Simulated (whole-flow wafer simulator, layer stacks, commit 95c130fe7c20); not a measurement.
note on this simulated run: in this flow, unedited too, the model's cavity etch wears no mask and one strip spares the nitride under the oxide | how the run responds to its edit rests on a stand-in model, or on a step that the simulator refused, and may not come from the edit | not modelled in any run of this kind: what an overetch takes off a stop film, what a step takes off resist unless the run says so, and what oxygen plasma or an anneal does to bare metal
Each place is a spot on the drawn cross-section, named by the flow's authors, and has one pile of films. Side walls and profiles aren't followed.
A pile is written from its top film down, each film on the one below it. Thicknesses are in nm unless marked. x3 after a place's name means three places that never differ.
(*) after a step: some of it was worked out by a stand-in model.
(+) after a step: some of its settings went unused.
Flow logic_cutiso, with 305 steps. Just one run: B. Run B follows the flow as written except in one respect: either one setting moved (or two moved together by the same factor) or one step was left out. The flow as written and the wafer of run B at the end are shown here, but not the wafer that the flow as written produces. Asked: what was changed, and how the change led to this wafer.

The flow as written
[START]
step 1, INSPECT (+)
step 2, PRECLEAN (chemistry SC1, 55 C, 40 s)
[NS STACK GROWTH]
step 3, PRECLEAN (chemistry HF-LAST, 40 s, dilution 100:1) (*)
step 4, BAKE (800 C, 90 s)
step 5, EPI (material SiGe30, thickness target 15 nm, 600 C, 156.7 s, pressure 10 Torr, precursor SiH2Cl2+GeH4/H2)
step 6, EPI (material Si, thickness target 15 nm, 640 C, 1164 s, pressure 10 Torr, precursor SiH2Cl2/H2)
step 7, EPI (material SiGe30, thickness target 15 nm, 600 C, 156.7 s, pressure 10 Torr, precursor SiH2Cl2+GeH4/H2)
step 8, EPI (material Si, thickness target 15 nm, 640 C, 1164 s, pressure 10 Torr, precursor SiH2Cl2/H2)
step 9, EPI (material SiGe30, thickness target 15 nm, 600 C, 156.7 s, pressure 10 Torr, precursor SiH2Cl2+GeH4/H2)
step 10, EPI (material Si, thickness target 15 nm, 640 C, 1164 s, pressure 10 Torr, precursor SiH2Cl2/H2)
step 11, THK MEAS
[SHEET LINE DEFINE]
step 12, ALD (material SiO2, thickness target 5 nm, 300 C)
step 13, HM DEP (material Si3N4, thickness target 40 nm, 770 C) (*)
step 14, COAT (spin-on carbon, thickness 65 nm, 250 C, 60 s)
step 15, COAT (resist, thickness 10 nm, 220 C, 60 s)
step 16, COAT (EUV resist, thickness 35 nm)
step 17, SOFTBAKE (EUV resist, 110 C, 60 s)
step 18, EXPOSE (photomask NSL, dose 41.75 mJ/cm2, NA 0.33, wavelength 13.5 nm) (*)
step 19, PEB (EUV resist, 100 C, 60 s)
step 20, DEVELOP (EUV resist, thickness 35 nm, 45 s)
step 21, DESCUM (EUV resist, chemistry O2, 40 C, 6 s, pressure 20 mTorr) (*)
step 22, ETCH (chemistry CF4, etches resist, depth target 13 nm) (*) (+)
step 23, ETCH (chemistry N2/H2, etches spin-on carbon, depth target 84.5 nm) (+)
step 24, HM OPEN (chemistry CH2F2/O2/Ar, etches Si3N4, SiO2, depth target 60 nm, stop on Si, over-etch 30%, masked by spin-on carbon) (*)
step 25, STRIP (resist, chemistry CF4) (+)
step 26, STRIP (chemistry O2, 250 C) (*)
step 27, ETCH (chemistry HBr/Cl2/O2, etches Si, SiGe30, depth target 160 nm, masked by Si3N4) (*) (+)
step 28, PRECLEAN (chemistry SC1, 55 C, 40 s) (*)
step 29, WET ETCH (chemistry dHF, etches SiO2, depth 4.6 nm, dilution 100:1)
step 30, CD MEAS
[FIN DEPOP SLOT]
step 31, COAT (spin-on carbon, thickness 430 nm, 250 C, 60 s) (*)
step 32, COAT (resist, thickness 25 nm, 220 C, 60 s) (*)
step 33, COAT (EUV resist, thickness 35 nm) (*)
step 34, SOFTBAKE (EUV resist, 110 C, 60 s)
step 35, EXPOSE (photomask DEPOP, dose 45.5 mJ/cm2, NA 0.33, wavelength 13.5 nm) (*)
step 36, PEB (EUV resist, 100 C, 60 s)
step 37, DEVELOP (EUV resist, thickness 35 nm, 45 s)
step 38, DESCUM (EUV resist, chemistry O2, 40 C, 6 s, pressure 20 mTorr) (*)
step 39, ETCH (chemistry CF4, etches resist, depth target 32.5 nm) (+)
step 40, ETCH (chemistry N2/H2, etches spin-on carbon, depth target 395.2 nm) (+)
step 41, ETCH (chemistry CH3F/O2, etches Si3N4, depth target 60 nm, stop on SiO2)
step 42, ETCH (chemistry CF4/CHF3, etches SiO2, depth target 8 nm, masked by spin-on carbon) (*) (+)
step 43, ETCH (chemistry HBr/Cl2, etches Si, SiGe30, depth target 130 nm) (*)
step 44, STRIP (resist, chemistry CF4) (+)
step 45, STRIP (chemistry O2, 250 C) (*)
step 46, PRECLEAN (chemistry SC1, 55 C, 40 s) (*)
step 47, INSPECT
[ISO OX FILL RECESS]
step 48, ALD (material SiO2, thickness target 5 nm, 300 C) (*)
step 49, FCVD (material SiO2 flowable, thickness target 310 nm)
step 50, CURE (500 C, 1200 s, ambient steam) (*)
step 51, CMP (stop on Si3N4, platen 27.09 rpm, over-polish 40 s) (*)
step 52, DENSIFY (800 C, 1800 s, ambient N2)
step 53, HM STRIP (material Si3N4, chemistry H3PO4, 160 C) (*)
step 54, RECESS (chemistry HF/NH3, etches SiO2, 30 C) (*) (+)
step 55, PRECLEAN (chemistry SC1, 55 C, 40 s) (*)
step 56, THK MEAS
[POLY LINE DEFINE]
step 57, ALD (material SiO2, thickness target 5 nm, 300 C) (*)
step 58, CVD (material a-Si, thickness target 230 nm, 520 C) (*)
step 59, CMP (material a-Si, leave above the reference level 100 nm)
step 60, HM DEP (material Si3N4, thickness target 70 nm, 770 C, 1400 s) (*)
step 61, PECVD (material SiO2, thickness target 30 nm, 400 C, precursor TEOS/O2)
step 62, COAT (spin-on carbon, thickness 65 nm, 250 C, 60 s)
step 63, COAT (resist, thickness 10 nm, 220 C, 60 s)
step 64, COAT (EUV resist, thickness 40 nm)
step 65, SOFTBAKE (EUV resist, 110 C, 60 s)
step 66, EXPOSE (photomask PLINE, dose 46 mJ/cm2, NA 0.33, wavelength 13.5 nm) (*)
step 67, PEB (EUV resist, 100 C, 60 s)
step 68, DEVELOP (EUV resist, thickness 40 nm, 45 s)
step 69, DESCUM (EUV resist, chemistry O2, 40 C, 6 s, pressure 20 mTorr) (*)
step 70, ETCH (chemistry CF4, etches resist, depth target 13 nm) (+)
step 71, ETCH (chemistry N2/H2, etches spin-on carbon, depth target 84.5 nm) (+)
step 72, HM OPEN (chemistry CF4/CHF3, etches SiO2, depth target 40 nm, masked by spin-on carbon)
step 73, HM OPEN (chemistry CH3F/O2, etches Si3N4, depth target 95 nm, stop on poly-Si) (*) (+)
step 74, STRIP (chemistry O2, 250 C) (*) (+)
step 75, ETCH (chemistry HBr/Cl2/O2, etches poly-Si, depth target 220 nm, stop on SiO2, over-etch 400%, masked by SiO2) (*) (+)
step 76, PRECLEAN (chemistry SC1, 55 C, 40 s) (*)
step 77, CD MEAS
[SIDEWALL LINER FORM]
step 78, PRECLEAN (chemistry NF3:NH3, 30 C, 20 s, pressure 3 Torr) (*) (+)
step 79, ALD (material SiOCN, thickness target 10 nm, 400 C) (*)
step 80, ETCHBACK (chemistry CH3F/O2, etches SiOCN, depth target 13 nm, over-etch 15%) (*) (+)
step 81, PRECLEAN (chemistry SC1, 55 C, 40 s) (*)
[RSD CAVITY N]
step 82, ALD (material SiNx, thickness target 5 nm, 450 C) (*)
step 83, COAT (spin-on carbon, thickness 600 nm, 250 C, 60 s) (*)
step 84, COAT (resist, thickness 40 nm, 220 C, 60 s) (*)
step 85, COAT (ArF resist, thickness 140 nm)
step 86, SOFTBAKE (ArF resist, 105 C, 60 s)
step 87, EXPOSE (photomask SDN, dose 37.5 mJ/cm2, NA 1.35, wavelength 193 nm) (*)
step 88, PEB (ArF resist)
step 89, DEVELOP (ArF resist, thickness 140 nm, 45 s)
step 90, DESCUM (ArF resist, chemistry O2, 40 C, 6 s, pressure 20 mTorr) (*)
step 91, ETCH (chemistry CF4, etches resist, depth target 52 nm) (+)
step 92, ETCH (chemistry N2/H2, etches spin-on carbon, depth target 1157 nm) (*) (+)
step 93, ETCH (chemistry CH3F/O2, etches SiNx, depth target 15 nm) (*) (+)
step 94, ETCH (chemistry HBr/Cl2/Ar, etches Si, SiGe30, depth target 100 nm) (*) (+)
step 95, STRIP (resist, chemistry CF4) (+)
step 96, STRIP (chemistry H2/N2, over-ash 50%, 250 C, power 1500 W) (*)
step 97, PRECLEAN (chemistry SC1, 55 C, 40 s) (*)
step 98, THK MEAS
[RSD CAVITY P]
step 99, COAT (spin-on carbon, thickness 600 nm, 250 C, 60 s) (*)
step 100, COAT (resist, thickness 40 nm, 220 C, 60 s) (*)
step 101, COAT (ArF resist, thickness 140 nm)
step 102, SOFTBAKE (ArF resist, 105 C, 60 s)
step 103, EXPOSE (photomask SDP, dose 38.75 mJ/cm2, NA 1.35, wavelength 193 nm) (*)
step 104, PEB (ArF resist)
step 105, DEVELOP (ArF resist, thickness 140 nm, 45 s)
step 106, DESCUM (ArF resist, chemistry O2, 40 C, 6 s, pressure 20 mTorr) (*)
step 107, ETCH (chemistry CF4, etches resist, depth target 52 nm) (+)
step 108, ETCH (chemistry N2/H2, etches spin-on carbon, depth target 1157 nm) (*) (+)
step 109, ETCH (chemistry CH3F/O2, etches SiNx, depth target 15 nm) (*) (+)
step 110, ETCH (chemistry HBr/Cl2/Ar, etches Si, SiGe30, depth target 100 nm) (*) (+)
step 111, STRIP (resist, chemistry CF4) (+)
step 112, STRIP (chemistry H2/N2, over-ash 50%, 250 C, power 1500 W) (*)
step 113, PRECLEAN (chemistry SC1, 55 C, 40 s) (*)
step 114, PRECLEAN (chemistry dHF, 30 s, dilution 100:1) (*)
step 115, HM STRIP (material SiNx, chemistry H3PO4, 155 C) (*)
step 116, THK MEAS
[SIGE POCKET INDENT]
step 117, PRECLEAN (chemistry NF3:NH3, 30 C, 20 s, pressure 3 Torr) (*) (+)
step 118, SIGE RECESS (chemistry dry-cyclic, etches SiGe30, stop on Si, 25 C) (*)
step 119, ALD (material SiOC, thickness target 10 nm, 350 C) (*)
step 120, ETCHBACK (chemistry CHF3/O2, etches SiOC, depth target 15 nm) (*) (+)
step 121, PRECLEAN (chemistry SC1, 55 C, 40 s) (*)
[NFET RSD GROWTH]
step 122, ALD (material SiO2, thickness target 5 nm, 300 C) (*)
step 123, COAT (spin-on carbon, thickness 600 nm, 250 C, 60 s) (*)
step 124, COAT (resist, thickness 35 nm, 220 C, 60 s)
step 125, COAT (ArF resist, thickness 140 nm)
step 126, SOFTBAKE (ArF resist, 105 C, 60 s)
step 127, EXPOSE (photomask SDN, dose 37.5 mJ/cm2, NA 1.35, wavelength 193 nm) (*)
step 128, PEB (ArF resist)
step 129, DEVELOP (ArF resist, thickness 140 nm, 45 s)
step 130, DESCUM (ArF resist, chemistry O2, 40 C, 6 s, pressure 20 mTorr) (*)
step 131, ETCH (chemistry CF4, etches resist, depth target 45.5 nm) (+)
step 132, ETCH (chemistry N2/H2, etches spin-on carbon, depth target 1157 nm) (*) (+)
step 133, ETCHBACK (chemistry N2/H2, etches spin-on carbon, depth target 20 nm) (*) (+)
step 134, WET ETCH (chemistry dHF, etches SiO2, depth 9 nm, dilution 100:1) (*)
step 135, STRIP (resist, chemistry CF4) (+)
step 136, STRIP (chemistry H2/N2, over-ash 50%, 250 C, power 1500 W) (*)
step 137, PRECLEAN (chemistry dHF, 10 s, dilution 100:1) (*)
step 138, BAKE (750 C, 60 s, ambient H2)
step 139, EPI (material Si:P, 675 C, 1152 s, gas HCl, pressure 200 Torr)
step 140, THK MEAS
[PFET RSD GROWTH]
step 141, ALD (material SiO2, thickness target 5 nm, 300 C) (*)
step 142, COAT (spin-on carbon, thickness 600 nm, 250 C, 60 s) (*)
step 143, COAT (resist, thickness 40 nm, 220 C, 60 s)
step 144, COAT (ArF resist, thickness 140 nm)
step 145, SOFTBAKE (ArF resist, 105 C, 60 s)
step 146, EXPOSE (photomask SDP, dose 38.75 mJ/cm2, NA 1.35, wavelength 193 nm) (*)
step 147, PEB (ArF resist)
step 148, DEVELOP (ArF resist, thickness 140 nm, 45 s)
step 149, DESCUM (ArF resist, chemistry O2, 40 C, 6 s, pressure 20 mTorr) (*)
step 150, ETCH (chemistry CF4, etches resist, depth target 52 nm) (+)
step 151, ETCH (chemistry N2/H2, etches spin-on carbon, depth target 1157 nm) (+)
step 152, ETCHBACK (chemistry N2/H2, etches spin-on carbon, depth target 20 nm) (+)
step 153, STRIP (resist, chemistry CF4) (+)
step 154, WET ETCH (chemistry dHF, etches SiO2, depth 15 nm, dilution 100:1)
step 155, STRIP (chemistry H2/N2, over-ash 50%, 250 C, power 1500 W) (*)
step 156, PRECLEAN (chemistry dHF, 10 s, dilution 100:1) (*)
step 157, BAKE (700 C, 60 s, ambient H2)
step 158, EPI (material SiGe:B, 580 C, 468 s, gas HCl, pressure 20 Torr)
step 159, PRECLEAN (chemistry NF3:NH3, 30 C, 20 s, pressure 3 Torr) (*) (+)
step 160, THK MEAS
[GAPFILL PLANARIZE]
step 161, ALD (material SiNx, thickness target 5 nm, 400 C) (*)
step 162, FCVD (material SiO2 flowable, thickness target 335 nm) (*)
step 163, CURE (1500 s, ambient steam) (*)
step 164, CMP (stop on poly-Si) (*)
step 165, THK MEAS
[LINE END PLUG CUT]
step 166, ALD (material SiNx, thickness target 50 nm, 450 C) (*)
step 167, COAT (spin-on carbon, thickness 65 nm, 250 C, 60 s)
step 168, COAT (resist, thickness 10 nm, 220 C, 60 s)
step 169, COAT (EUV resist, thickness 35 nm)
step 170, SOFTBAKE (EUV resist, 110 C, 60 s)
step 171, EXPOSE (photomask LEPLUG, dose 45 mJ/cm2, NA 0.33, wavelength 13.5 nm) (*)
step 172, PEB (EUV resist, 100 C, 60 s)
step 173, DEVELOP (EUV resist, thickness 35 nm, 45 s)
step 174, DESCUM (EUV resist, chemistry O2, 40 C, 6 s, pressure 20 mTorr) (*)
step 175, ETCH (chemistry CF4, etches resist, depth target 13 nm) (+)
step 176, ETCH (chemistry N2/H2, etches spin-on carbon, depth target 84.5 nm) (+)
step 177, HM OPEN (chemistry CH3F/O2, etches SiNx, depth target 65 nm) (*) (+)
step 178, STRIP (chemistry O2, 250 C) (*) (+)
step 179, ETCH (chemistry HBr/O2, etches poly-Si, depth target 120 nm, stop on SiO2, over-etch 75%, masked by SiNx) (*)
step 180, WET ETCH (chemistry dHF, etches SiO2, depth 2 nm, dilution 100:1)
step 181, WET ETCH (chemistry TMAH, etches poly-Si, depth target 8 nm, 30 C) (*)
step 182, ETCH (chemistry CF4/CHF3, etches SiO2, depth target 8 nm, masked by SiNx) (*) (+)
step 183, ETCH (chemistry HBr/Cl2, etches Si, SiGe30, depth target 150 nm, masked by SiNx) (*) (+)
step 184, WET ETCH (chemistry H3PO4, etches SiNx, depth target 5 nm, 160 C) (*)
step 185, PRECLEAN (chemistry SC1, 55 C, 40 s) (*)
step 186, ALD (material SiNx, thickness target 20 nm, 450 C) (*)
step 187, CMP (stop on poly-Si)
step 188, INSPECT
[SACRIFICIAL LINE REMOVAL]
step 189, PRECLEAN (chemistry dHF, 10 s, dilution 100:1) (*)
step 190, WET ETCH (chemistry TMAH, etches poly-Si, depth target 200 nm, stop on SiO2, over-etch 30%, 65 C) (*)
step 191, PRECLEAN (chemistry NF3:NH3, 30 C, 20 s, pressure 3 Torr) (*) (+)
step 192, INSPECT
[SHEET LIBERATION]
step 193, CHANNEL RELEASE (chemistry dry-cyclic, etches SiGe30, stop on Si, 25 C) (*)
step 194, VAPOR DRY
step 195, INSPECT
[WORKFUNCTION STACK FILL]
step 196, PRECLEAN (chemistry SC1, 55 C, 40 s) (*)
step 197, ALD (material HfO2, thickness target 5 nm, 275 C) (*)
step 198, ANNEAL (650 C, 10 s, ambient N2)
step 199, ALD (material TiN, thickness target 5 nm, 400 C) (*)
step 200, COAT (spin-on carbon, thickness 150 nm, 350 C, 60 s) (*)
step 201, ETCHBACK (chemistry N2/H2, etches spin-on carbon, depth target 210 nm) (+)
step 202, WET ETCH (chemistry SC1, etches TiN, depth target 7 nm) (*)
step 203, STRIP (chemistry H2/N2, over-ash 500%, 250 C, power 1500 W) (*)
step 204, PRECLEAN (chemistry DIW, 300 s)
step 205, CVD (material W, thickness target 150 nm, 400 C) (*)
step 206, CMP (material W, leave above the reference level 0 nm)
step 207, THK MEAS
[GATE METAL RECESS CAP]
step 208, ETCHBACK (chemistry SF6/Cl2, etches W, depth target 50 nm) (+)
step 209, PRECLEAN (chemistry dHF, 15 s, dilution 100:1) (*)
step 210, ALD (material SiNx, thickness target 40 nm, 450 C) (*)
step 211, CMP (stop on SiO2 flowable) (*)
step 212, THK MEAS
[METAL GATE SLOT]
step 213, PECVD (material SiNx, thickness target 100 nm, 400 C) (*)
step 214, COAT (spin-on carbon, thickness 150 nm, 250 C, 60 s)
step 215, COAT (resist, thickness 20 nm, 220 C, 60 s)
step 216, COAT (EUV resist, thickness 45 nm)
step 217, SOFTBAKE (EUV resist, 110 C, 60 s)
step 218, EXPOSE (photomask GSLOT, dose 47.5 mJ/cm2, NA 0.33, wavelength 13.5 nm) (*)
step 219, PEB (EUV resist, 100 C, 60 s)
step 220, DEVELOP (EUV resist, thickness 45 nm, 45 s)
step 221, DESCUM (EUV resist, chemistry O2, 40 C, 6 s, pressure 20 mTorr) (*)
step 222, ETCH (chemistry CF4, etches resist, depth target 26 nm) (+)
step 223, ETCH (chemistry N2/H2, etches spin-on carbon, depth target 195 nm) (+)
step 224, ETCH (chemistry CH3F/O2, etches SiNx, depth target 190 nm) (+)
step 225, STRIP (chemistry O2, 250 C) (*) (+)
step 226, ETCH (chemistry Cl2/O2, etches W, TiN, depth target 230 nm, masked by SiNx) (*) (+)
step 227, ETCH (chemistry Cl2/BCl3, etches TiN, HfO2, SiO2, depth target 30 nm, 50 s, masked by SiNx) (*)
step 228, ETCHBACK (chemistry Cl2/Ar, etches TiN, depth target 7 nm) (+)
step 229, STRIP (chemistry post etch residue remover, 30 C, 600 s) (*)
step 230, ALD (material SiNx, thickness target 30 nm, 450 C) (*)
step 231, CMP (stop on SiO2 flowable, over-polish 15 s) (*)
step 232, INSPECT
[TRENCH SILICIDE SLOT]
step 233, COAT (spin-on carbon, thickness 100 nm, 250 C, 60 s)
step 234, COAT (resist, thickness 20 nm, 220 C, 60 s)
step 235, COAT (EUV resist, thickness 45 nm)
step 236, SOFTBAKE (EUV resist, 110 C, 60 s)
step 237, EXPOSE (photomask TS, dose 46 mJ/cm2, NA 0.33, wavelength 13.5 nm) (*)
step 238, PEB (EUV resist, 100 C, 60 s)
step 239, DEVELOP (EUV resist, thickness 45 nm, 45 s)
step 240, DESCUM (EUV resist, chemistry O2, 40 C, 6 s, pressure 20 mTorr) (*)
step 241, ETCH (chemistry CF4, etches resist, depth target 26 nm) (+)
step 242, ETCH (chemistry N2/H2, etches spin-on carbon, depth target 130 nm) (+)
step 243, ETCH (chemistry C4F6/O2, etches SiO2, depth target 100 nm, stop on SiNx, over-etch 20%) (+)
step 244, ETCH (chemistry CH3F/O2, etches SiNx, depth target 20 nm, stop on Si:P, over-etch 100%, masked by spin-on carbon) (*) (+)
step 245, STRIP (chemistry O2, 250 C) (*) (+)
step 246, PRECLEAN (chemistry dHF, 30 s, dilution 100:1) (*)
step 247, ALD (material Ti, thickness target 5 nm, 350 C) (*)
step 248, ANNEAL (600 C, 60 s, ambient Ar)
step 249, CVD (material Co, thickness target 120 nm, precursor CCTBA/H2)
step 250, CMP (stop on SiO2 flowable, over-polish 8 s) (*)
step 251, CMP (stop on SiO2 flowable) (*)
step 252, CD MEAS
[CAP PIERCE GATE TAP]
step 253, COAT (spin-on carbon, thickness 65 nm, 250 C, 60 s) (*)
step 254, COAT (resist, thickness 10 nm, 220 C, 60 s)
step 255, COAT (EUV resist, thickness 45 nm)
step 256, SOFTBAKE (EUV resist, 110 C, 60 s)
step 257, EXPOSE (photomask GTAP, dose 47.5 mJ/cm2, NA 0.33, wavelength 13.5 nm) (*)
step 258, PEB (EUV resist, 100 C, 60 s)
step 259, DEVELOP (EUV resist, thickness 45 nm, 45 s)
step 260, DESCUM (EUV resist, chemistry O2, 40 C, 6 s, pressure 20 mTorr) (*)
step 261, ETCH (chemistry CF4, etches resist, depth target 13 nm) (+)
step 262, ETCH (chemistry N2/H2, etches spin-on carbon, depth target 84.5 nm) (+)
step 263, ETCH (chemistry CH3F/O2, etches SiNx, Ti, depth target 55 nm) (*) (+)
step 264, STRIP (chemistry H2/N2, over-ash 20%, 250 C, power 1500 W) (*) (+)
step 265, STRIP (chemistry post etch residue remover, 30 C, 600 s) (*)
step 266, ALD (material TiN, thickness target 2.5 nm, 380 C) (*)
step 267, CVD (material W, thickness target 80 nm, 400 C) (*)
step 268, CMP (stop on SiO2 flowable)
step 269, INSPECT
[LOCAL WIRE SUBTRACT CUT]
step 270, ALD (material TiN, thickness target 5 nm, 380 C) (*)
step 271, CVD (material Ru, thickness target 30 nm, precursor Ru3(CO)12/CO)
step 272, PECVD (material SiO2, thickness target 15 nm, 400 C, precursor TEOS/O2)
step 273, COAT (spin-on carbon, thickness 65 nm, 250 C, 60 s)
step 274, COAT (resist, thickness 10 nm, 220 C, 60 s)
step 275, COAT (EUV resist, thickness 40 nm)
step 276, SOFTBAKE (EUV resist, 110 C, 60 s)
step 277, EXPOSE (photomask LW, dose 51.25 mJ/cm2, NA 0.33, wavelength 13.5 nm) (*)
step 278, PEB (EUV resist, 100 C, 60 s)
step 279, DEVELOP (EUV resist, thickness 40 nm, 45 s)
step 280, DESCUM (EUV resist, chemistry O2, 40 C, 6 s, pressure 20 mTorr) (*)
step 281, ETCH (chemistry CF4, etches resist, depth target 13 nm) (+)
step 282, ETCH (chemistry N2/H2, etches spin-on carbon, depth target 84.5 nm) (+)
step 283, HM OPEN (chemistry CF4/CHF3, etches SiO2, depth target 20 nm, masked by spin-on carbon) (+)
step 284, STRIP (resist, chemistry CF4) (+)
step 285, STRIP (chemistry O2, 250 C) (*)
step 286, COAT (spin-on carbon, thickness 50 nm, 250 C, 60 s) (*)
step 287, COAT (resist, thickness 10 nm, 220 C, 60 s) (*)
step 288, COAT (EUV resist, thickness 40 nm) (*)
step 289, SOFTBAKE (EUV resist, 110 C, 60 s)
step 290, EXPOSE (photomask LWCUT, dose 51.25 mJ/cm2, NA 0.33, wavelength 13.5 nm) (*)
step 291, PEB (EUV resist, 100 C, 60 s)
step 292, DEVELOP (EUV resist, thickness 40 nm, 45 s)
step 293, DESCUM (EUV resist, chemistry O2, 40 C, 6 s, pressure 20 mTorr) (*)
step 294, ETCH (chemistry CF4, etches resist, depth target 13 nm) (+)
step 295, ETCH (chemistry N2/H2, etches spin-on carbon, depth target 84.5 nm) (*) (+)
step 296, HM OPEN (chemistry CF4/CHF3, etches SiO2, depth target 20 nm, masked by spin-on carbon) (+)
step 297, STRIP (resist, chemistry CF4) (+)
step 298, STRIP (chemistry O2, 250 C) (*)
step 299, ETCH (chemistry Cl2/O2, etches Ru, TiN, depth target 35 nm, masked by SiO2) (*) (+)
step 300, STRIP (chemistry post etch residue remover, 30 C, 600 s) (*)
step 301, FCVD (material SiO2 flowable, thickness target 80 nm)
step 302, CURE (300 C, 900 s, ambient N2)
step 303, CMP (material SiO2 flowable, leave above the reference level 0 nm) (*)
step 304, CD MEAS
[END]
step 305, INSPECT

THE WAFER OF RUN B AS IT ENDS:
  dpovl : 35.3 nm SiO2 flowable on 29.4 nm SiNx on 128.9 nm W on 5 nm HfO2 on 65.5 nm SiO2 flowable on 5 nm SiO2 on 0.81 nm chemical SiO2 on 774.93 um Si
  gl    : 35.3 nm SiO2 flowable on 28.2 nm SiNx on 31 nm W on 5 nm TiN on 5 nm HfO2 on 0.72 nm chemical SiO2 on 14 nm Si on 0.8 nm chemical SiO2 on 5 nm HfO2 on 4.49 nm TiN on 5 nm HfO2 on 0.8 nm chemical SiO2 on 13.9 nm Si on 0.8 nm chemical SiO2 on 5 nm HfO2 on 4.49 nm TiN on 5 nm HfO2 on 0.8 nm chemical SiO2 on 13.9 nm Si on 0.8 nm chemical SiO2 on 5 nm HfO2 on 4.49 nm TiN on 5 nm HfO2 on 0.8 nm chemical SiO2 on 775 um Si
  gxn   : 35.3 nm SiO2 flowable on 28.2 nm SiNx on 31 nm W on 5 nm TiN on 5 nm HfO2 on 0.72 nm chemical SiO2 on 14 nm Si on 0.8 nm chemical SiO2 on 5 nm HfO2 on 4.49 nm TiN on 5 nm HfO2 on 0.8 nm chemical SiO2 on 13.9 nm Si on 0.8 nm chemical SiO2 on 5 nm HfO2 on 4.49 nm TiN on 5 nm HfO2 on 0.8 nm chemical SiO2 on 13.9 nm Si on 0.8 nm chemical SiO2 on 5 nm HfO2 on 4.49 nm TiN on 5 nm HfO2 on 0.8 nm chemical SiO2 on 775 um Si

What caused this: step 55, PRECLEAN: chemistry SC1, 55 C, 40 s (*), was skipped.

The path from the change to this, step by step:
  step 94, ETCH (chemistry HBr/Cl2/Ar, etches Si, SiGe30, depth target 100 nm) (*) (+)
      rsdn, rsdx: -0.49 chemical SiO2 (all of it), -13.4 Si (all of it), -15 SiGe30 (all of it), -15 Si (all of it), -15 SiGe30 (all of it), -15 Si (all of it), -15 SiGe30 (all of it), -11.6 Si (as written it would have been: -0.49 chemical SiO2 (all of it), -12.8 Si (all of it), -15 SiGe30 (all of it), -15 Si (all of it), -15 SiGe30 (all of it), -15 Si (all of it), -15 SiGe30 (all of it), -12.2 Si)
  step 110, ETCH (chemistry HBr/Cl2/Ar, etches Si, SiGe30, depth target 100 nm) (*) (+)
      rsdp, rsdw: -0.49 chemical SiO2 (all of it), -13.4 Si (all of it), -15 SiGe30 (all of it), -15 Si (all of it), -15 SiGe30 (all of it), -15 Si (all of it), -15 SiGe30 (all of it), -11.6 Si (as written it would have been: -0.49 chemical SiO2 (all of it), -12.8 Si (all of it), -15 SiGe30 (all of it), -15 Si (all of it), -15 SiGe30 (all of it), -15 Si (all of it), -15 SiGe30 (all of it), -12.2 Si)
  step 182, ETCH (chemistry CF4/CHF3, etches SiO2, depth target 8 nm, masked by SiNx) (*) (+)
      depop, dpovl, gfld and 18 more: -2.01 SiNx (as written it would have been: -2.89 SiNx)
  step 183, ETCH (chemistry HBr/Cl2, etches Si, SiGe30, depth target 150 nm, masked by SiNx) (*) (+)
      plug: -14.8 Si (all of it), -15 SiGe30 (all of it), -15 Si (all of it), -15 SiGe30 (all of it), -15 Si (all of it), -15 SiGe30 (all of it), -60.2 Si (as written it would have been: -13.6 Si (all of it), -15 SiGe30 (all of it), -15 Si (all of it), -15 SiGe30 (all of it), -15 Si (all of it), -15 SiGe30 (all of it), -61.4 Si)
  step 187, CMP (stop on poly-Si)
      depop, dpovl, gfld and 18 more: -29.4 SiNx (all of it) (as written it would have been: -28.6 SiNx (all of it))
      plug: -29.4 SiNx (as written it would have been: -28.6 SiNx)
  step 203, STRIP (chemistry H2/N2, over-ash 500%, 250 C, power 1500 W) (*)
      gxn, gxp: -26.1 spin-on carbon (all of it) (as written it would have been: -26.8 spin-on carbon (all of it))
